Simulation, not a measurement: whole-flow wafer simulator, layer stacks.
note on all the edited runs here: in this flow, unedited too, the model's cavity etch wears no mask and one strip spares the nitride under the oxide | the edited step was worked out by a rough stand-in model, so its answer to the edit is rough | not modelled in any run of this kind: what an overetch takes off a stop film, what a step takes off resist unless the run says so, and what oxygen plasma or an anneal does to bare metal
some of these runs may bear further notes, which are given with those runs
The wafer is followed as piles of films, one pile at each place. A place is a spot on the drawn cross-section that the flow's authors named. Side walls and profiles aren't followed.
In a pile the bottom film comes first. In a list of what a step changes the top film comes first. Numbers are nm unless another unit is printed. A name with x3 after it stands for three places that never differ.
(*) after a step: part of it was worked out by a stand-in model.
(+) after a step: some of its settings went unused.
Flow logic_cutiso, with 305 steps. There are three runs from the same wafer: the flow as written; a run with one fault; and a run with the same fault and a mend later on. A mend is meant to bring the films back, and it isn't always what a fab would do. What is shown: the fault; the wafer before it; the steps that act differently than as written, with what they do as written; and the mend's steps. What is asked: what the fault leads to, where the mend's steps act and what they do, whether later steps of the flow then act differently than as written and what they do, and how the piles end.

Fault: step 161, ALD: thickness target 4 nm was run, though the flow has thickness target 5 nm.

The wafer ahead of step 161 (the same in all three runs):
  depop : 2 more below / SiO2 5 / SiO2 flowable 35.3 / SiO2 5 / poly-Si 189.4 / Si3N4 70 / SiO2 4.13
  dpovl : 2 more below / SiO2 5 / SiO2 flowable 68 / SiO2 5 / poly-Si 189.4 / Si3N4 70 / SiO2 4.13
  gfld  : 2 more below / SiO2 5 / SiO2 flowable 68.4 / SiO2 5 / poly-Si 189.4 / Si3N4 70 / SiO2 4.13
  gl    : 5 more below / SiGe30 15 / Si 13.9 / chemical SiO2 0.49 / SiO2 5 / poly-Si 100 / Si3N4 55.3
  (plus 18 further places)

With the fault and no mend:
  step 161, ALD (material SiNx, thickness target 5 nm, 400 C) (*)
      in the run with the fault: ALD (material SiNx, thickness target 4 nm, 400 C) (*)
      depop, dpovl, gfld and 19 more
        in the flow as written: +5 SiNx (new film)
        in the run with the fault: +4 SiNx (new film)
  Later steps of the flow acting differently than as written (20 more steps, not shown, differ only slightly: by at most 2% or 0.5 nm, whichever is larger):
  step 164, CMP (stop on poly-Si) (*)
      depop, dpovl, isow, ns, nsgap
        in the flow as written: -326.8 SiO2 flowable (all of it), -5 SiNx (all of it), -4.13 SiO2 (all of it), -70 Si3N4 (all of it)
        in the run with the fault: -326.8 SiO2 flowable (all of it), -4 SiNx (all of it), -4.13 SiO2 (all of it), -70 Si3N4 (all of it)
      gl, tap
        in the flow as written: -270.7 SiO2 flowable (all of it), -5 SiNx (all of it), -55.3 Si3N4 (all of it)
        in the run with the fault: -266.7 SiO2 flowable (all of it), -4 SiNx (all of it), -55.3 Si3N4 (all of it)
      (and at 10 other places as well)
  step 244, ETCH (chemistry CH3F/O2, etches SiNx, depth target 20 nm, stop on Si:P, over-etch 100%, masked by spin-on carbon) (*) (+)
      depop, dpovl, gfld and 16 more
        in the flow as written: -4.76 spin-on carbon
        in the run with the fault: -3.81 spin-on carbon
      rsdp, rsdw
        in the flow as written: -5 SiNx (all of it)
        in the run with the fault: -4 SiNx (all of it)
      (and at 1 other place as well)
  By the end, the piles at iso, rsdx depart from the flow's by more than 2% or 0.5 nm, whichever is larger.
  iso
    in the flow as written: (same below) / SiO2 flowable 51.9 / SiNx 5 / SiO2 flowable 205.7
    in the run with the fault: (same below) / SiO2 flowable 51.9 / SiNx 4 / SiO2 flowable 206.7
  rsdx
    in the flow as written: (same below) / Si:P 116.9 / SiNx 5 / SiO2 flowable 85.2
    in the run with the fault: (same below) / Si:P 116.9 / SiNx 4 / SiO2 flowable 86.2

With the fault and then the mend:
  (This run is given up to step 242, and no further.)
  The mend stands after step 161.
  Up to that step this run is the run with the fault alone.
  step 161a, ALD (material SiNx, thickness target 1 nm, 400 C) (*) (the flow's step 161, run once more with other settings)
      depop, dpovl, gfld and 19 more
        +1 SiNx
  Every later step of the flow up to step 242 that is run acts as written, at every place that is followed, to within 2% or 0.5 nm, whichever is larger.
  Once step 242 is done, the piles equal the flow's at every place that both follow.
